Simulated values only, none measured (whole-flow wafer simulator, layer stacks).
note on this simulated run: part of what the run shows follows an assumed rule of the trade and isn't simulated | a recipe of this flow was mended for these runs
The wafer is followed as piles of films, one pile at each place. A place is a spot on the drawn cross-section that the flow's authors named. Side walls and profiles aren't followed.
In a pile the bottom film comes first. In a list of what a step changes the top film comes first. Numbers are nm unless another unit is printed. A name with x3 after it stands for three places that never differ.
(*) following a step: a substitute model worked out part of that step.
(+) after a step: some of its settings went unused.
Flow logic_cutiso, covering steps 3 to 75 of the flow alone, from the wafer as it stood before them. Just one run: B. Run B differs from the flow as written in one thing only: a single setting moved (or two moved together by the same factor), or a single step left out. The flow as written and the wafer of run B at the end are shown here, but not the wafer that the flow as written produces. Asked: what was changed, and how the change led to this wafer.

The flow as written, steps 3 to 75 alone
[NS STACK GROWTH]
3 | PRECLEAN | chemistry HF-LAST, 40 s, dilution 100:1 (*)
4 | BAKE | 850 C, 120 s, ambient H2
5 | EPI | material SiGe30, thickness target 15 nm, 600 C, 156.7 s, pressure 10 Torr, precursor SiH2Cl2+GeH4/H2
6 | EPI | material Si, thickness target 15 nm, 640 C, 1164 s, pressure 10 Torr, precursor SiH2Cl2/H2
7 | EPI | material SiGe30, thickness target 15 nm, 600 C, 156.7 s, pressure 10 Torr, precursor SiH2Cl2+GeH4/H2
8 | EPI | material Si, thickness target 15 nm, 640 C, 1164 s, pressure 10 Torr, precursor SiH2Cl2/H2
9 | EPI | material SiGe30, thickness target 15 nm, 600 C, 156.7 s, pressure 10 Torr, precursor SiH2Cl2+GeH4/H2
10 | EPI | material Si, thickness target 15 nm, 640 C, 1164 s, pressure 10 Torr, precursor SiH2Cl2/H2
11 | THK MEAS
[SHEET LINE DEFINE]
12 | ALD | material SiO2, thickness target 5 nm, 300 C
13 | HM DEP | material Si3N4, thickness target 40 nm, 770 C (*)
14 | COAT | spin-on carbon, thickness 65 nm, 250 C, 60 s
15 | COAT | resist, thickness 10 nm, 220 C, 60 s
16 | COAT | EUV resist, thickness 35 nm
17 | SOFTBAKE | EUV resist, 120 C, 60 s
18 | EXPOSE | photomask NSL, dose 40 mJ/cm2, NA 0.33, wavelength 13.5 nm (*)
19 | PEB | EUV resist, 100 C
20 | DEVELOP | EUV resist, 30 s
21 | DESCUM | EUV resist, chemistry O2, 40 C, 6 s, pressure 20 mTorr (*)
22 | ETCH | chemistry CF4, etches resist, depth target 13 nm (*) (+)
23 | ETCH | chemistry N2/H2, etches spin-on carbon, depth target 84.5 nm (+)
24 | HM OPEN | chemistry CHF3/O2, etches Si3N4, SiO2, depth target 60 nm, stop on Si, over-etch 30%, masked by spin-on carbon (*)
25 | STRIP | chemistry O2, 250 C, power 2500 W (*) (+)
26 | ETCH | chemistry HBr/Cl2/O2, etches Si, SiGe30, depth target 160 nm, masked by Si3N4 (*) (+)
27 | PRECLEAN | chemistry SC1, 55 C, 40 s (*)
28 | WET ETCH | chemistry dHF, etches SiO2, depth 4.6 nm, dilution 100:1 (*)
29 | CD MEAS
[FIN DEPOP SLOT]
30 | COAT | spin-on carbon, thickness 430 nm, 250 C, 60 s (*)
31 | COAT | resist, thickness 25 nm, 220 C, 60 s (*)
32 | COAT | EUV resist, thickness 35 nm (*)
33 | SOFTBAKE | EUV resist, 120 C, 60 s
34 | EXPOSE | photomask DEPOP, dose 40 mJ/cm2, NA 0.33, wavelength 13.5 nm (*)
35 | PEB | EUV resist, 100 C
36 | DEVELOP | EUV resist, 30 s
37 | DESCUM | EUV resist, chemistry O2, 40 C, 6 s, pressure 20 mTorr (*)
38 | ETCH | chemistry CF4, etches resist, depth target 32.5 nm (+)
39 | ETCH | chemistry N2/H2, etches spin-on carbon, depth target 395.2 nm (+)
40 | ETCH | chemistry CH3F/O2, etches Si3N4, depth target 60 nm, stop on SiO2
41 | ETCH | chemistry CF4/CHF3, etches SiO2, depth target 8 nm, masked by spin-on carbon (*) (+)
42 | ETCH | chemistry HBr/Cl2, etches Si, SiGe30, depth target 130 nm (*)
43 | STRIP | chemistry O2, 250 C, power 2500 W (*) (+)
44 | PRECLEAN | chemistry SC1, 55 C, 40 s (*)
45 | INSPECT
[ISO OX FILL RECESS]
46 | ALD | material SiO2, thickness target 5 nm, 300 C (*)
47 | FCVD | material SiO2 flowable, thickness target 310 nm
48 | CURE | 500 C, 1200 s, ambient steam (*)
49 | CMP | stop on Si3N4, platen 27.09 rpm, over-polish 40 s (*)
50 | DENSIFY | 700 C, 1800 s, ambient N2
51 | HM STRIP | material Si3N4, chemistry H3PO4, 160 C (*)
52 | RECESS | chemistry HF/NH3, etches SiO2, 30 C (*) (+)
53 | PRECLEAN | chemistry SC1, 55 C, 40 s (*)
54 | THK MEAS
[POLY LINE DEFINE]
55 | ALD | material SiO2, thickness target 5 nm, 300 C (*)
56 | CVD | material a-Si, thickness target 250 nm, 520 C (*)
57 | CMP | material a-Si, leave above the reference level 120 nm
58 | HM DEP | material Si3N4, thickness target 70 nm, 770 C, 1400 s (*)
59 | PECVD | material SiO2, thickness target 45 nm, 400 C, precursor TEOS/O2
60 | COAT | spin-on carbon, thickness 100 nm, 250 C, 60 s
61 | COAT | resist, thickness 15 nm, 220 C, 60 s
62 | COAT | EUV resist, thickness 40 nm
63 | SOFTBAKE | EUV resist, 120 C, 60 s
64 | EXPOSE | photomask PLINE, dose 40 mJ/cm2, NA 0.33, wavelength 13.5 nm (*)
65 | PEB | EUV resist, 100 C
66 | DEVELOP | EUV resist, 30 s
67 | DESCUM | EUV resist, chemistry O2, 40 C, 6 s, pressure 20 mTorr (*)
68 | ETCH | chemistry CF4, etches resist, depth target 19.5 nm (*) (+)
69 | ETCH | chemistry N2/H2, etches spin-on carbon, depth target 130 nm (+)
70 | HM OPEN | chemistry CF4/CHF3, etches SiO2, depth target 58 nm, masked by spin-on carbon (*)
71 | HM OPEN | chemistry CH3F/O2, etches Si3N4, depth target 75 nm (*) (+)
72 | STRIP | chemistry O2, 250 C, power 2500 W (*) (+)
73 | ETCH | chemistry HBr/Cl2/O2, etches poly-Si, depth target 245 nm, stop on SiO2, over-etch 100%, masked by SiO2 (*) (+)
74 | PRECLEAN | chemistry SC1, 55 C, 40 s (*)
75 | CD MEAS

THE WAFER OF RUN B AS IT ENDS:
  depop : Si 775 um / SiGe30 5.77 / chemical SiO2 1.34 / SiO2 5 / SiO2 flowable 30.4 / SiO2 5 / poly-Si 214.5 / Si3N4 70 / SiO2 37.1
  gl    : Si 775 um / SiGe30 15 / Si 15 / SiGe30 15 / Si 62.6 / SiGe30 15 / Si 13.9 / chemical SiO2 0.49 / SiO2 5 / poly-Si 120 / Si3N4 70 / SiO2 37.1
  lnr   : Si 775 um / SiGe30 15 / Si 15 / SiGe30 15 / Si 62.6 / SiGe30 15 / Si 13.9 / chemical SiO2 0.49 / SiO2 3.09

The reason: step 8, EPI: 676 C was run, while the flow as written has 640 C.

The path from the change to this, step by step:
  8 | EPI | material Si, thickness target 15 nm, 640 C, 1164 s, pressure 10 Torr, precursor SiH2Cl2/H2
      depop, dpovl, gfld and 19 more: Si gains 62.6 (new film) (it would be, as written: Si gains 15 (new film))
  26 | ETCH | chemistry HBr/Cl2/O2, etches Si, SiGe30, depth target 160 nm, masked by Si3N4 (*) (+)
      dpovl, gfld, gxf, iso, isow, lnri, nsgap: chemical SiO2 loses 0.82 (all of it), Si loses 12 (all of it), SiGe30 loses 15 (all of it), Si loses 62.6 (all of it), SiGe30 loses 15 (all of it), Si loses 15 (all of it), SiGe30 loses 15 (all of it), Si loses 25.4 (it would be, as written: chemical SiO2 loses 0.82 (all of it), Si loses 12 (all of it), SiGe30 loses 15 (all of it), Si loses 15 (all of it), SiGe30 loses 15 (all of it), Si loses 15 (all of it), SiGe30 loses 15 (all of it), Si loses 73)
  42 | ETCH | chemistry HBr/Cl2, etches Si, SiGe30, depth target 130 nm (*)
      depop: Si loses 13.8 (all of it), SiGe30 loses 15 (all of it), Si loses 62.6 (all of it), SiGe30 loses 15 (all of it), Si loses 15 (all of it), SiGe30 loses 8.62 (it would be, as written: Si loses 13.8 (all of it), SiGe30 loses 15 (all of it), Si loses 15 (all of it), SiGe30 loses 15 (all of it), Si loses 15 (all of it), SiGe30 loses 15 (all of it), Si loses 41.2)
  43 | STRIP | chemistry O2, 250 C, power 2500 W (*) (+)
      depop: chemical SiO2 gains 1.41 (new film), SiGe30 loses 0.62 (it would be, as written: chemical SiO2 gains 1.04 (new film), Si loses 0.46)
